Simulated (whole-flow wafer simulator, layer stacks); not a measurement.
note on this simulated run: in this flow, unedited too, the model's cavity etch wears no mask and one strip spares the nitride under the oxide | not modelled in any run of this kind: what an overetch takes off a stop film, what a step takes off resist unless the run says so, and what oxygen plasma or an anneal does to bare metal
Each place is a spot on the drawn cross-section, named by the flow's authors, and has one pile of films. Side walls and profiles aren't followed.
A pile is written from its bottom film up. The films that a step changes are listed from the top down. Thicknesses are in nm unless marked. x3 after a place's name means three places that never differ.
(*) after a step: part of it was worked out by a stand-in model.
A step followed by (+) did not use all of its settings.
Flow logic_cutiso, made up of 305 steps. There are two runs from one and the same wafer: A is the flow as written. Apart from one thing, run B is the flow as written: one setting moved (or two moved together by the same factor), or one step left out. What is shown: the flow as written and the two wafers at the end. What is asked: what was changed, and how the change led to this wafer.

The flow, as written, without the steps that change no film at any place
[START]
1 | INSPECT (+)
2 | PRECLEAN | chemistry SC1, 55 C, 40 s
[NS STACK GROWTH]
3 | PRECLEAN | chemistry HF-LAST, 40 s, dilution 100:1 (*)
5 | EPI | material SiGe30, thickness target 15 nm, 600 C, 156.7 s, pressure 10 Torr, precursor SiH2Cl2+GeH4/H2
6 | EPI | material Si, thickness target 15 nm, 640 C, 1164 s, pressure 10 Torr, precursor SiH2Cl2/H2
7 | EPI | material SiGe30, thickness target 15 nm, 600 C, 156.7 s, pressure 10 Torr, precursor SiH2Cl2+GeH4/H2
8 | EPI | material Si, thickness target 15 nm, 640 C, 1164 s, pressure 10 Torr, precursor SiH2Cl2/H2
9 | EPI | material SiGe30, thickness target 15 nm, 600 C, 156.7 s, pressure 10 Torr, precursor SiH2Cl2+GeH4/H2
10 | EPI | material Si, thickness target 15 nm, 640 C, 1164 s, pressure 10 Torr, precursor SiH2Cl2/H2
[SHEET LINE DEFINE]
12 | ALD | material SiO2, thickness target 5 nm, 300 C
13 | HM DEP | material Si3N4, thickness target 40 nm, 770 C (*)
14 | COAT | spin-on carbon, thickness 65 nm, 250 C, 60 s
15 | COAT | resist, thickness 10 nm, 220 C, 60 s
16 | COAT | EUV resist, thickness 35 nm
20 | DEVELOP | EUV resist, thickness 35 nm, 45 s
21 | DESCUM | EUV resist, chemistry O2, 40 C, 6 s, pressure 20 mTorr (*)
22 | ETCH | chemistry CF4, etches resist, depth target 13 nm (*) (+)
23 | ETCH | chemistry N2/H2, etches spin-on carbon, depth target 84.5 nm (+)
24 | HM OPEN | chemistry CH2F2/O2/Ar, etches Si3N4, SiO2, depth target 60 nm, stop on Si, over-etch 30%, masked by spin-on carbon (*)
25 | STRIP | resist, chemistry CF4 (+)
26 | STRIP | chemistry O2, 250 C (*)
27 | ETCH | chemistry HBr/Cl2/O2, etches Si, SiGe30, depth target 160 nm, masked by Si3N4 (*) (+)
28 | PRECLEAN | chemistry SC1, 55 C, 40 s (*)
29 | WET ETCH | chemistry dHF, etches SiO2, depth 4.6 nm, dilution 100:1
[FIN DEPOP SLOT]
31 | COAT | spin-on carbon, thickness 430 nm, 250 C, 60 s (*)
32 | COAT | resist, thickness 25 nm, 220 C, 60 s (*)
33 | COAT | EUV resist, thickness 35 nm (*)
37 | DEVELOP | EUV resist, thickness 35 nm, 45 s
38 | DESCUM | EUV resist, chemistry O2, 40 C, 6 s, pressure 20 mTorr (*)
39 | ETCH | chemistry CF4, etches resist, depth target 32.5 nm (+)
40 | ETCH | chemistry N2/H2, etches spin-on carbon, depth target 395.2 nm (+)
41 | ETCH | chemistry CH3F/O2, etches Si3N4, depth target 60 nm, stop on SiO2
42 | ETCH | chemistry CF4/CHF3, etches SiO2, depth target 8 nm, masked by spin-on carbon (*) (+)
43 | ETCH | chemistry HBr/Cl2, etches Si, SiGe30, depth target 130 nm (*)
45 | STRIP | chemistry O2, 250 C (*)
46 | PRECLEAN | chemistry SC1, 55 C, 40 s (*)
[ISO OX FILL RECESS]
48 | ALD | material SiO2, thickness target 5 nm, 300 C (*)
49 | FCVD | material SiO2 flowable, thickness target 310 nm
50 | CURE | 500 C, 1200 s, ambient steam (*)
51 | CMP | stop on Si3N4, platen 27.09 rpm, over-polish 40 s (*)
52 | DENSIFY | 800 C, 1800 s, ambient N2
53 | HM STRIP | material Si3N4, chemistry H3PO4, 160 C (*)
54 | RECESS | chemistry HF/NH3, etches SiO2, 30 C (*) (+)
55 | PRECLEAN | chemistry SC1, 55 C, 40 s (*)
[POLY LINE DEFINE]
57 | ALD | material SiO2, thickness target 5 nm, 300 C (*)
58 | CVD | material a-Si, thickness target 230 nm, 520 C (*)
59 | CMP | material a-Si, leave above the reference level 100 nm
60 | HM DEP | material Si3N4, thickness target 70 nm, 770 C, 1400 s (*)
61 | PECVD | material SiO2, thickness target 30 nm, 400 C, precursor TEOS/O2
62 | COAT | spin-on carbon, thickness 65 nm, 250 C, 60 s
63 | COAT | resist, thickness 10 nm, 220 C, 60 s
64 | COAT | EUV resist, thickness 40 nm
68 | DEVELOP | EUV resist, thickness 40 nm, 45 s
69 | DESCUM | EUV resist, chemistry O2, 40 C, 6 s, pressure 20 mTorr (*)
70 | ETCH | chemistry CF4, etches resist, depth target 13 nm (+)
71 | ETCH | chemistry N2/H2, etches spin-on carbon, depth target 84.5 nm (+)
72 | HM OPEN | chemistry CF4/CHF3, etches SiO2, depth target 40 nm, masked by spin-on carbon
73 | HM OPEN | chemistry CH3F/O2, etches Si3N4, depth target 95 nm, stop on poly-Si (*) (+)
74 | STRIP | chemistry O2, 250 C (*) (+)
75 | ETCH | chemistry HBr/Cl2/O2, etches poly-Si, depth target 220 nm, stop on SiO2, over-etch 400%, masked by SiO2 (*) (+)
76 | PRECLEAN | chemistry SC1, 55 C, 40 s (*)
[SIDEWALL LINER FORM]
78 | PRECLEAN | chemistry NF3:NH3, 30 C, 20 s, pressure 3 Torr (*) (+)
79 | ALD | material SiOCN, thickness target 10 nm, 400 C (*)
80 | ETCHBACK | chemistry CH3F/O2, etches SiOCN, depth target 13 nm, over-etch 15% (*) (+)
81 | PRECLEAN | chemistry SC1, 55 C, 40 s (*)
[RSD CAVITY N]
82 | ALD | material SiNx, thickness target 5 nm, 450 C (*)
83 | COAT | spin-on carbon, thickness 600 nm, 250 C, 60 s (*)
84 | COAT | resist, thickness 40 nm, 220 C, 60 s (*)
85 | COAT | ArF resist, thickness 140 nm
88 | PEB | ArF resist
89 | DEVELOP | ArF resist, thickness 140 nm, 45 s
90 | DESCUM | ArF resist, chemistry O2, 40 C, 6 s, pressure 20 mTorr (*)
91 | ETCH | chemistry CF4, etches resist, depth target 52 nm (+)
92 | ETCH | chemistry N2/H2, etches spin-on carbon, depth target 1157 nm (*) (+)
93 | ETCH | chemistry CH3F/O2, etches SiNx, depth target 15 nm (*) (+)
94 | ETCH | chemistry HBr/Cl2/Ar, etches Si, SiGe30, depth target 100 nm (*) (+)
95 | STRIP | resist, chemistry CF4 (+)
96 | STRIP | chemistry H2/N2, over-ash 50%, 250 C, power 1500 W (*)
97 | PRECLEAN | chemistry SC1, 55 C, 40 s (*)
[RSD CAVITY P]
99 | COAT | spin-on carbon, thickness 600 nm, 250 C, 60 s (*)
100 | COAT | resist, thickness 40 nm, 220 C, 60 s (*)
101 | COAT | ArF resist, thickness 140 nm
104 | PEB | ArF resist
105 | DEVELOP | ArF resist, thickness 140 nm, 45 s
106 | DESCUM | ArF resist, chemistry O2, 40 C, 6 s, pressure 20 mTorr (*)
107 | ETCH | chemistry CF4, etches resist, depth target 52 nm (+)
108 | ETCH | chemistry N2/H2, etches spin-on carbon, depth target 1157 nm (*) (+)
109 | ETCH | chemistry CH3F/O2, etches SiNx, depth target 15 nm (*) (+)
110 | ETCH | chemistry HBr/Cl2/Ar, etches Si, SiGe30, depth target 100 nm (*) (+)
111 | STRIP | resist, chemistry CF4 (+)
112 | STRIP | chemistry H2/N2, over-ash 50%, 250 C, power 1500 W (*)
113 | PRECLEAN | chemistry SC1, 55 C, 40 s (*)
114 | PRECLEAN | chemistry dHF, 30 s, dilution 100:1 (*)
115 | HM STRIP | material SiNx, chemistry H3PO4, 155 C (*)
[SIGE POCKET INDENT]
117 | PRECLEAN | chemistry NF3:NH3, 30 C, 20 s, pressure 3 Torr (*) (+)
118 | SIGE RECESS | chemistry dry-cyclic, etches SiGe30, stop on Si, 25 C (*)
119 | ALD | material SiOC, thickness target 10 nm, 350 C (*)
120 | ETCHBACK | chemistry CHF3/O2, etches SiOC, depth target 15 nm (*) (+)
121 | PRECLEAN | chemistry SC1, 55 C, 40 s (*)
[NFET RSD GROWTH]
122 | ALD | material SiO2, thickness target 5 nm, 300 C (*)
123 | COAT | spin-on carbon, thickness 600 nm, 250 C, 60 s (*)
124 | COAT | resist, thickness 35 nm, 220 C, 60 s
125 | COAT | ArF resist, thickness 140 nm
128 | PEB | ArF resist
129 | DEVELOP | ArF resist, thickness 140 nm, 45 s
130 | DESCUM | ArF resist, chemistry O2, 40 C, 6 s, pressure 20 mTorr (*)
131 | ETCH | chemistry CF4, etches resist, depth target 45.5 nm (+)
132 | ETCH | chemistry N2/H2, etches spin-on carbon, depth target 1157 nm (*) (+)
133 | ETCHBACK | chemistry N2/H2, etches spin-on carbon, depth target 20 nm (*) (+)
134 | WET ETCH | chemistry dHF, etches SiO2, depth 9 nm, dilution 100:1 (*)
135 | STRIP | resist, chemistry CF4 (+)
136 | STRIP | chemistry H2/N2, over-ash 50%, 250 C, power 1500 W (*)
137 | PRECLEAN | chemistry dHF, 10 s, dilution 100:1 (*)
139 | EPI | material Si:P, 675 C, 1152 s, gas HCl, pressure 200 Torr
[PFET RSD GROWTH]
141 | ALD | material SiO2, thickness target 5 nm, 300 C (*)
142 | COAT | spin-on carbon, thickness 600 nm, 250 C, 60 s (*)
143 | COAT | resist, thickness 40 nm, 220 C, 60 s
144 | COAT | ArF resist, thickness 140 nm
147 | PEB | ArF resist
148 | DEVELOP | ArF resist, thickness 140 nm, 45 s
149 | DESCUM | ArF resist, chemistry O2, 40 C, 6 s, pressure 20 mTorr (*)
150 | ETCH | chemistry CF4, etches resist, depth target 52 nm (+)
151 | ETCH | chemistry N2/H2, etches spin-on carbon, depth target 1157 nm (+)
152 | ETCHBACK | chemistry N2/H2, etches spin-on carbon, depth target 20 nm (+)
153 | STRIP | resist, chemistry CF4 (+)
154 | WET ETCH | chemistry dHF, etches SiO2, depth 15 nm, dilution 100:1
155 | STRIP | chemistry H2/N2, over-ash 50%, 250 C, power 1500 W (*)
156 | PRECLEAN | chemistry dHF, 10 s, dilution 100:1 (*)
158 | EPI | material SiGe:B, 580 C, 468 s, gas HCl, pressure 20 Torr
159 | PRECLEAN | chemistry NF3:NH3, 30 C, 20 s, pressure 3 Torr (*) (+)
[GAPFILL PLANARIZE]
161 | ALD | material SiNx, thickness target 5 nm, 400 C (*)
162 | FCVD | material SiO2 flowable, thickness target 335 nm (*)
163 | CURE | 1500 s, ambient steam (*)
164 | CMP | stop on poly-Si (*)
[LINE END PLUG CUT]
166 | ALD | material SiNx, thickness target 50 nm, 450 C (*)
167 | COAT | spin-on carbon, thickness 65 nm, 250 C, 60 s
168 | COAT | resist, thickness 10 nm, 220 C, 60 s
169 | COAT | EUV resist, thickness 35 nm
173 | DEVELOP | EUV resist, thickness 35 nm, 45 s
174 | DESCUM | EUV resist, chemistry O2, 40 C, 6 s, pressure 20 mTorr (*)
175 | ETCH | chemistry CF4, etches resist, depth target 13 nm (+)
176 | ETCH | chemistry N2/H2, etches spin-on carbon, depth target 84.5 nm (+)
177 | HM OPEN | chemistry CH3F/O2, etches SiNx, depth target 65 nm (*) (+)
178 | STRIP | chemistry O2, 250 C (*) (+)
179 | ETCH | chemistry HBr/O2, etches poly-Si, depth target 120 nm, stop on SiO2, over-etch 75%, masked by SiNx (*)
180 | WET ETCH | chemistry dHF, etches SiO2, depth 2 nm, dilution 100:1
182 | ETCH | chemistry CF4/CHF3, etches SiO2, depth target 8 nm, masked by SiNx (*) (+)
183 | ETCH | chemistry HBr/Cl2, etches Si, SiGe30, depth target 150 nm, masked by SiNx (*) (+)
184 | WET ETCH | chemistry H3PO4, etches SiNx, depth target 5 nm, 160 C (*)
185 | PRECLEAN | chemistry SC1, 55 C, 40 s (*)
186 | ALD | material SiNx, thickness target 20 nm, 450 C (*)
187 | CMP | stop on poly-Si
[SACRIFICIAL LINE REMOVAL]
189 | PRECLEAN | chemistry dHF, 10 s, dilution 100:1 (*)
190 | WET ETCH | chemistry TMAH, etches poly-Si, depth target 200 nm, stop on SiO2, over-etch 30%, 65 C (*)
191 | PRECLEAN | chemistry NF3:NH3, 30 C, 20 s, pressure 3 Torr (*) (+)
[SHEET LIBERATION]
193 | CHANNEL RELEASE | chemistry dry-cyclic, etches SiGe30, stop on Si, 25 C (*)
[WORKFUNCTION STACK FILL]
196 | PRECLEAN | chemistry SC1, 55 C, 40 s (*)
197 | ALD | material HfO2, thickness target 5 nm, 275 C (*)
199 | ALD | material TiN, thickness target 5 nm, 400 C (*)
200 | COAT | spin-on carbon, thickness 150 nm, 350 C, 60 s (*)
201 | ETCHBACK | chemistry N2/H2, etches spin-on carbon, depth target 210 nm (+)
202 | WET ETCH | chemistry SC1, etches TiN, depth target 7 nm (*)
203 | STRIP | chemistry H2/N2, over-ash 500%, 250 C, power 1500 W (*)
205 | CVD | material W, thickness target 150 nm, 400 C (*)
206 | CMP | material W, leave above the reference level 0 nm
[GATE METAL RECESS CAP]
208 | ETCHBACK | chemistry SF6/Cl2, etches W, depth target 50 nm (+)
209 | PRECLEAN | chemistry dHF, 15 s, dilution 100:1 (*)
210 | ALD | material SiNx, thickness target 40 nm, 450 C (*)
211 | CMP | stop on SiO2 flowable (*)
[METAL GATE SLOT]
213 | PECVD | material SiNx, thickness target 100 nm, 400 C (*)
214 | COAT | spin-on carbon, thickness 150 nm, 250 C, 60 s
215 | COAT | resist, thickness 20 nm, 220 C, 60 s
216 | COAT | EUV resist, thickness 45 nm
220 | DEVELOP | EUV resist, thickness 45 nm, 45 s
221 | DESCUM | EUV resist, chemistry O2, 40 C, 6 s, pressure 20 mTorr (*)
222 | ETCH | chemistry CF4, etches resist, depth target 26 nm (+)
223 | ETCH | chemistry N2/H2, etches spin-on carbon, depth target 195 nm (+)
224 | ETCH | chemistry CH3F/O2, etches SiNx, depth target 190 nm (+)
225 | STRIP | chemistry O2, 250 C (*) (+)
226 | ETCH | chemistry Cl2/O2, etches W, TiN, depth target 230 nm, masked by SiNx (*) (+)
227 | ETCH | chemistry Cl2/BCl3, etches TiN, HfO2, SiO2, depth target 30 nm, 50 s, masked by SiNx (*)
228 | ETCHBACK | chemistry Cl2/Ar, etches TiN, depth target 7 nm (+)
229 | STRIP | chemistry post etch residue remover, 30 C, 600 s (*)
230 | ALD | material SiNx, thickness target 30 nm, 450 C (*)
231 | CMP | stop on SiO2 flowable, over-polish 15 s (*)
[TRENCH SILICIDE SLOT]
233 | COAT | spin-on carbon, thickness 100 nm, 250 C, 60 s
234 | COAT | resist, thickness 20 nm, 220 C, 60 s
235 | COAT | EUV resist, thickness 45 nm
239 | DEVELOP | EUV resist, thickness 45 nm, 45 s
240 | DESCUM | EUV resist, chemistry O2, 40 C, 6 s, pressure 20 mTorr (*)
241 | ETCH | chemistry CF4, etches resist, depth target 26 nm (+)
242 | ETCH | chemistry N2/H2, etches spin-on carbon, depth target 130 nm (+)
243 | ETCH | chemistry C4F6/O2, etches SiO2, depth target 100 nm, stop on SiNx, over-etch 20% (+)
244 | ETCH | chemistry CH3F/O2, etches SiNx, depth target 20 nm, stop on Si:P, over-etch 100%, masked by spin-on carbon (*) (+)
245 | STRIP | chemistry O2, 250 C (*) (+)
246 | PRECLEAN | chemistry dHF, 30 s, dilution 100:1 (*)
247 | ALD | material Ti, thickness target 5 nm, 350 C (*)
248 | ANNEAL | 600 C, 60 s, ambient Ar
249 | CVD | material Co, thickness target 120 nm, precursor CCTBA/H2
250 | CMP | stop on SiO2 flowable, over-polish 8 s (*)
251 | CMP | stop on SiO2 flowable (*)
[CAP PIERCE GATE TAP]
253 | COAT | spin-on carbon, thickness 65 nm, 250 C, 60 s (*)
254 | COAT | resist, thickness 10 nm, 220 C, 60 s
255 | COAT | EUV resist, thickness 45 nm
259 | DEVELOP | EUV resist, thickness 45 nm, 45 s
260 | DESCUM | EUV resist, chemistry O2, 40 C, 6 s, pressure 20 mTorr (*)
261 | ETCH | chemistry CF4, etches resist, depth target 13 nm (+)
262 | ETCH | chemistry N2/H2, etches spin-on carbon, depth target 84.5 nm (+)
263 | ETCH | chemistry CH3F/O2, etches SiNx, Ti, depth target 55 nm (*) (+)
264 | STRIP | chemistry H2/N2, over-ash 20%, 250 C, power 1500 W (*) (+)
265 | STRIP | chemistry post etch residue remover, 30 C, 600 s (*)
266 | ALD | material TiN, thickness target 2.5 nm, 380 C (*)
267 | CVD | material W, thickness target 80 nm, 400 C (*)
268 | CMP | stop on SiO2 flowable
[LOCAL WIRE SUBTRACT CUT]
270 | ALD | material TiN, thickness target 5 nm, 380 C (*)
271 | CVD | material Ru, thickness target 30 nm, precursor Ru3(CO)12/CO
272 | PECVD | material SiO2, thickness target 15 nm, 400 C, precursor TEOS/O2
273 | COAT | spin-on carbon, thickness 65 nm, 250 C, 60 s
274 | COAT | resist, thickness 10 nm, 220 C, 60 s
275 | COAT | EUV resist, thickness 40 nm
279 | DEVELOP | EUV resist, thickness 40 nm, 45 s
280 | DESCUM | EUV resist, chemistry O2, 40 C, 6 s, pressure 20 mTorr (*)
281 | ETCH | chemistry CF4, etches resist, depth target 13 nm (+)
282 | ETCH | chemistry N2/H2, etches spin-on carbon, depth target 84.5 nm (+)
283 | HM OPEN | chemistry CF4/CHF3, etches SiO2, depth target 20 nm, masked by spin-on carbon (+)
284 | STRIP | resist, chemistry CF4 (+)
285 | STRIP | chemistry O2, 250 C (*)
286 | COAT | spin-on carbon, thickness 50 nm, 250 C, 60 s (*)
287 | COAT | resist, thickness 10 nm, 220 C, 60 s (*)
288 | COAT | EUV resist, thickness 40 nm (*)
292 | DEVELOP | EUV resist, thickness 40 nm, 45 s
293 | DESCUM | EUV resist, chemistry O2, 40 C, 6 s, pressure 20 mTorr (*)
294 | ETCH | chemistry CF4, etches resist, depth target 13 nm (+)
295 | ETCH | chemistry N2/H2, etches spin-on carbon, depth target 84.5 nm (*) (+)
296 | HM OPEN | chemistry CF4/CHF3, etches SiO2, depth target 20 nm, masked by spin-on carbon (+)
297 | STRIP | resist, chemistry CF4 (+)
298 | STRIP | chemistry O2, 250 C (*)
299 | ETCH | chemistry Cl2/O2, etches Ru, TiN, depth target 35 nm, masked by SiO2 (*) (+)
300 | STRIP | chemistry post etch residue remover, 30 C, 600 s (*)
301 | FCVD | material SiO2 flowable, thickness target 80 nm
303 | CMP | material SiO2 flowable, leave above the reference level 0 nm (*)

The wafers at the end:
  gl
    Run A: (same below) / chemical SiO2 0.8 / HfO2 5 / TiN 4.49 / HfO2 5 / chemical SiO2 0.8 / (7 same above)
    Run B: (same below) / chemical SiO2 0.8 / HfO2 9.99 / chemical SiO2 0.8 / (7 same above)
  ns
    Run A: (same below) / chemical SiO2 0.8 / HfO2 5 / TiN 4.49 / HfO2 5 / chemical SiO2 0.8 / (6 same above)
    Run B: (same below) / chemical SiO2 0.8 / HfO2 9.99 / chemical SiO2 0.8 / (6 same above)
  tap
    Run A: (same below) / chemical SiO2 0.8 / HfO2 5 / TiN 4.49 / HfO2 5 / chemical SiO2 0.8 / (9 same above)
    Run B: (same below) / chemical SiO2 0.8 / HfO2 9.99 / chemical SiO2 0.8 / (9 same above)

The reason: step 9, EPI: thickness target 10.5 nm was run, while the flow as written has thickness target 15 nm; step 9, EPI: 109.7 s was run, where the flow has 156.7 s.

Step by step, how the change led to this:
  9 | EPI | material SiGe30, thickness target 15 nm, 600 C, 156.7 s, pressure 10 Torr, precursor SiH2Cl2+GeH4/H2
      depop, dpovl, gfld and 19 more: A SiGe30 gains 15 (new film) | B SiGe30 gains 10.5 (new film)
  27 | ETCH | chemistry HBr/Cl2/O2, etches Si, SiGe30, depth target 160 nm, masked by Si3N4 (*) (+)
      gfld, gxf, iso, lnri: A chemical SiO2 loses 0.79 (all of it), Si loses 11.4 (all of it), SiGe30 loses 15 (all of it), Si loses 15 (all of it), SiGe30 loses 15 (all of it), Si loses 15 (all of it), SiGe30 loses 15 (all of it), Si loses 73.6 | B chemical SiO2 loses 0.79 (all of it), Si loses 11.4 (all of it), SiGe30 loses 10.5 (all of it), Si loses 15 (all of it), SiGe30 loses 15 (all of it), Si loses 15 (all of it), SiGe30 loses 15 (all of it), Si loses 78.1
      dpovl, nsgap: A chemical SiO2 loses 0.79 (all of it), Si loses 11.8 (all of it), SiGe30 loses 15 (all of it), Si loses 15 (all of it), SiGe30 loses 15 (all of it), Si loses 15 (all of it), SiGe30 loses 15 (all of it), Si loses 73.2 | B chemical SiO2 loses 0.79 (all of it), Si loses 11.8 (all of it), SiGe30 loses 10.5 (all of it), Si loses 15 (all of it), SiGe30 loses 15 (all of it), Si loses 15 (all of it), SiGe30 loses 15 (all of it), Si loses 77.7
      (as well as at 1 more place)
  43 | ETCH | chemistry HBr/Cl2, etches Si, SiGe30, depth target 130 nm (*)
      depop: A Si loses 14 (all of it), SiGe30 loses 15 (all of it), Si loses 15 (all of it), SiGe30 loses 15 (all of it), Si loses 15 (all of it), SiGe30 loses 15 (all of it), Si loses 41 | B Si loses 14 (all of it), SiGe30 loses 10.5 (all of it), Si loses 15 (all of it), SiGe30 loses 15 (all of it), Si loses 15 (all of it), SiGe30 loses 15 (all of it), Si loses 45.5
  94 | ETCH | chemistry HBr/Cl2/Ar, etches Si, SiGe30, depth target 100 nm (*) (+)
      rsdn, rsdx: A chemical SiO2 loses 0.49 (all of it), Si loses 12.8 (all of it), SiGe30 loses 15 (all of it), Si loses 15 (all of it), SiGe30 loses 15 (all of it), Si loses 15 (all of it), SiGe30 loses 15 (all of it), Si loses 12.2 | B chemical SiO2 loses 0.49 (all of it), Si loses 12.8 (all of it), SiGe30 loses 10.5 (all of it), Si loses 15 (all of it), SiGe30 loses 15 (all of it), Si loses 15 (all of it), SiGe30 loses 15 (all of it), Si loses 16.7
  110 | ETCH | chemistry HBr/Cl2/Ar, etches Si, SiGe30, depth target 100 nm (*) (+)
      rsdp, rsdw: A chemical SiO2 loses 0.49 (all of it), Si loses 12.8 (all of it), SiGe30 loses 15 (all of it), Si loses 15 (all of it), SiGe30 loses 15 (all of it), Si loses 15 (all of it), SiGe30 loses 15 (all of it), Si loses 12.2 | B chemical SiO2 loses 0.49 (all of it), Si loses 12.8 (all of it), SiGe30 loses 10.5 (all of it), Si loses 15 (all of it), SiGe30 loses 15 (all of it), Si loses 15 (all of it), SiGe30 loses 15 (all of it), Si loses 16.7
  118 | SIGE RECESS | chemistry dry-cyclic, etches SiGe30, stop on Si, 25 C (*)
      lnr, lnrp, lnrt: A SiOCN loses 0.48, Si loses 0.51, cavity gains 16 (new film), SiGe30 loses 15 (all of it), Si loses 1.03, cavity gains 16 (new film), SiGe30 loses 15 (all of it), Si loses 1.03, cavity gains 16 (new film), SiGe30 loses 15 (all of it), Si loses 0.51 | B SiOCN loses 0.48, Si loses 0.51, cavity gains 11.5 (new film), SiGe30 loses 10.5 (all of it), Si loses 1.03, cavity gains 16 (new film), SiGe30 loses 15 (all of it), Si loses 1.03, cavity gains 16 (new film), SiGe30 loses 15 (all of it), Si loses 0.51
  119 | ALD | material SiOC, thickness target 10 nm, 350 C (*)
      lnr, lnrp, lnrt: A SiOC gains 10 (new film), SiOC gains 16 (new film), cavity loses 16 (all of it), SiOC gains 16 (new film), cavity loses 16 (all of it), SiOC gains 16 (new film), cavity loses 16 (all of it) | B SiOC gains 10 (new film), SiOC gains 11.5 (new film), cavity loses 11.5 (all of it), SiOC gains 16 (new film), cavity loses 16 (all of it), SiOC gains 16 (new film), cavity loses 16 (all of it)
  183 | ETCH | chemistry HBr/Cl2, etches Si, SiGe30, depth target 150 nm, masked by SiNx (*) (+)
      plug: A Si loses 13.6 (all of it), SiGe30 loses 15 (all of it), Si loses 15 (all of it), SiGe30 loses 15 (all of it), Si loses 15 (all of it), SiGe30 loses 15 (all of it), Si loses 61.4 | B Si loses 13.6 (all of it), SiGe30 loses 10.5 (all of it), Si loses 15 (all of it), SiGe30 loses 15 (all of it), Si loses 15 (all of it), SiGe30 loses 15 (all of it), Si loses 65.9
  193 | CHANNEL RELEASE | chemistry dry-cyclic, etches SiGe30, stop on Si, 25 C (*)
      gl, glp, gxn, gxp, ns, tap: A chemical SiO2 gains 0.8 (new film), Si loses 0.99, chemical SiO2 gains 0.8 (new film), cavity gains 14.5 (new film), chemical SiO2 gains 0.8 (new film), SiGe30 loses 15 (all of it), Si loses 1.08, chemical SiO2 gains 0.8 (new film), cavity gains 14.5 (new film), chemical SiO2 gains 0.8 (new film), SiGe30 loses 15 (all of it), Si loses 1.08, chemical SiO2 gains 0.8 (new film), cavity gains 14.5 (new film), chemical SiO2 gains 0.8 (new film), SiGe30 loses 15 (all of it), Si loses 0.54 | B chemical SiO2 gains 0.8 (new film), Si loses 0.99, chemical SiO2 gains 0.8 (new film), cavity gains 9.99 (new film), chemical SiO2 gains 0.8 (new film), SiGe30 loses 10.5 (all of it), Si loses 1.08, chemical SiO2 gains 0.8 (new film), cavity gains 14.5 (new film), chemical SiO2 gains 0.8 (new film), SiGe30 loses 15 (all of it), Si loses 1.08, chemical SiO2 gains 0.8 (new film), cavity gains 14.5 (new film), chemical SiO2 gains 0.8 (new film), SiGe30 loses 15 (all of it), Si loses 0.54
  197 | ALD | material HfO2, thickness target 5 nm, 275 C (*)
      gl, glp, gxn, gxp, ns, tap: A HfO2 gains 5 (new film), HfO2 gains 5 (new film), cavity loses 10, HfO2 gains 5 (new film), HfO2 gains 5 (new film), cavity loses 10, HfO2 gains 5 (new film), HfO2 gains 5 (new film), cavity loses 10, HfO2 gains 5 (new film) | B HfO2 gains 5 (new film), HfO2 gains 9.99 (new film), cavity loses 9.99 (all of it), HfO2 gains 5 (new film), cavity loses 10, HfO2 gains 5 (new film), HfO2 gains 5 (new film), cavity loses 10, HfO2 gains 5 (new film)
  199 | ALD | material TiN, thickness target 5 nm, 400 C (*)
      gl, glp, tap: A TiN gains 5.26 (new film), TiN gains 4.49 (new film), cavity loses 4.49 (all of it), TiN gains 4.49 (new film), cavity loses 4.49 (all of it), TiN gains 4.49 (new film), cavity loses 4.49 (all of it) | B TiN gains 5.26 (new film), TiN gains 4.49 (new film), cavity loses 4.49 (all of it), TiN gains 4.49 (new film), cavity loses 4.49 (all of it)
      gxn, gxp, ns: A TiN gains 5 (new film), TiN gains 4.49 (new film), cavity loses 4.49 (all of it), TiN gains 4.49 (new film), cavity loses 4.49 (all of it), TiN gains 4.49 (new film), cavity loses 4.49 (all of it) | B TiN gains 5 (new film), TiN gains 4.49 (new film), cavity loses 4.49 (all of it), TiN gains 4.49 (new film), cavity loses 4.49 (all of it)
Taking metal films that touch as one body, gl has 3 bodies (between them, from the top down: HfO2 5 / chemical SiO2 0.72 / Si 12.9 / chemical SiO2 0.8 / HfO2 9.99 / chemical SiO2 0.8 / Si 13.9 / chemical SiO2 0.8 / HfO2 5; HfO2 5 / chemical SiO2 0.8 / Si 13.9 / chemical SiO2 0.8 / HfO2 5); the flow as written gives 4 bodies (between them, from the top down: HfO2 5 / chemical SiO2 0.72 / Si 12.9 / chemical SiO2 0.8 / HfO2 5; HfO2 5 / chemical SiO2 0.8 / Si 13.9 / chemical SiO2 0.8 / HfO2 5; HfO2 5 / chemical SiO2 0.8 / Si 13.9 / chemical SiO2 0.8 / HfO2 5).
Taking metal films that touch as one body, ns has 3 bodies (between them, from the top down: HfO2 5 / chemical SiO2 0.72 / Si 12.9 / chemical SiO2 0.8 / HfO2 9.99 / chemical SiO2 0.8 / Si 13.9 / chemical SiO2 0.8 / HfO2 5; HfO2 5 / chemical SiO2 0.8 / Si 13.9 / chemical SiO2 0.8 / HfO2 5); the flow as written gives 4 bodies (between them, from the top down: HfO2 5 / chemical SiO2 0.72 / Si 12.9 / chemical SiO2 0.8 / HfO2 5; HfO2 5 / chemical SiO2 0.8 / Si 13.9 / chemical SiO2 0.8 / HfO2 5; HfO2 5 / chemical SiO2 0.8 / Si 13.9 / chemical SiO2 0.8 / HfO2 5).
Taking metal films that touch as one body, tap has 3 bodies (between them, from the top down: HfO2 5 / chemical SiO2 0.72 / Si 12.9 / chemical SiO2 0.8 / HfO2 9.99 / chemical SiO2 0.8 / Si 13.9 / chemical SiO2 0.8 / HfO2 5; HfO2 5 / chemical SiO2 0.8 / Si 13.9 / chemical SiO2 0.8 / HfO2 5); the flow as written gives 4 bodies (between them, from the top down: HfO2 5 / chemical SiO2 0.72 / Si 12.9 / chemical SiO2 0.8 / HfO2 5; HfO2 5 / chemical SiO2 0.8 / Si 13.9 / chemical SiO2 0.8 / HfO2 5; HfO2 5 / chemical SiO2 0.8 / Si 13.9 / chemical SiO2 0.8 / HfO2 5).
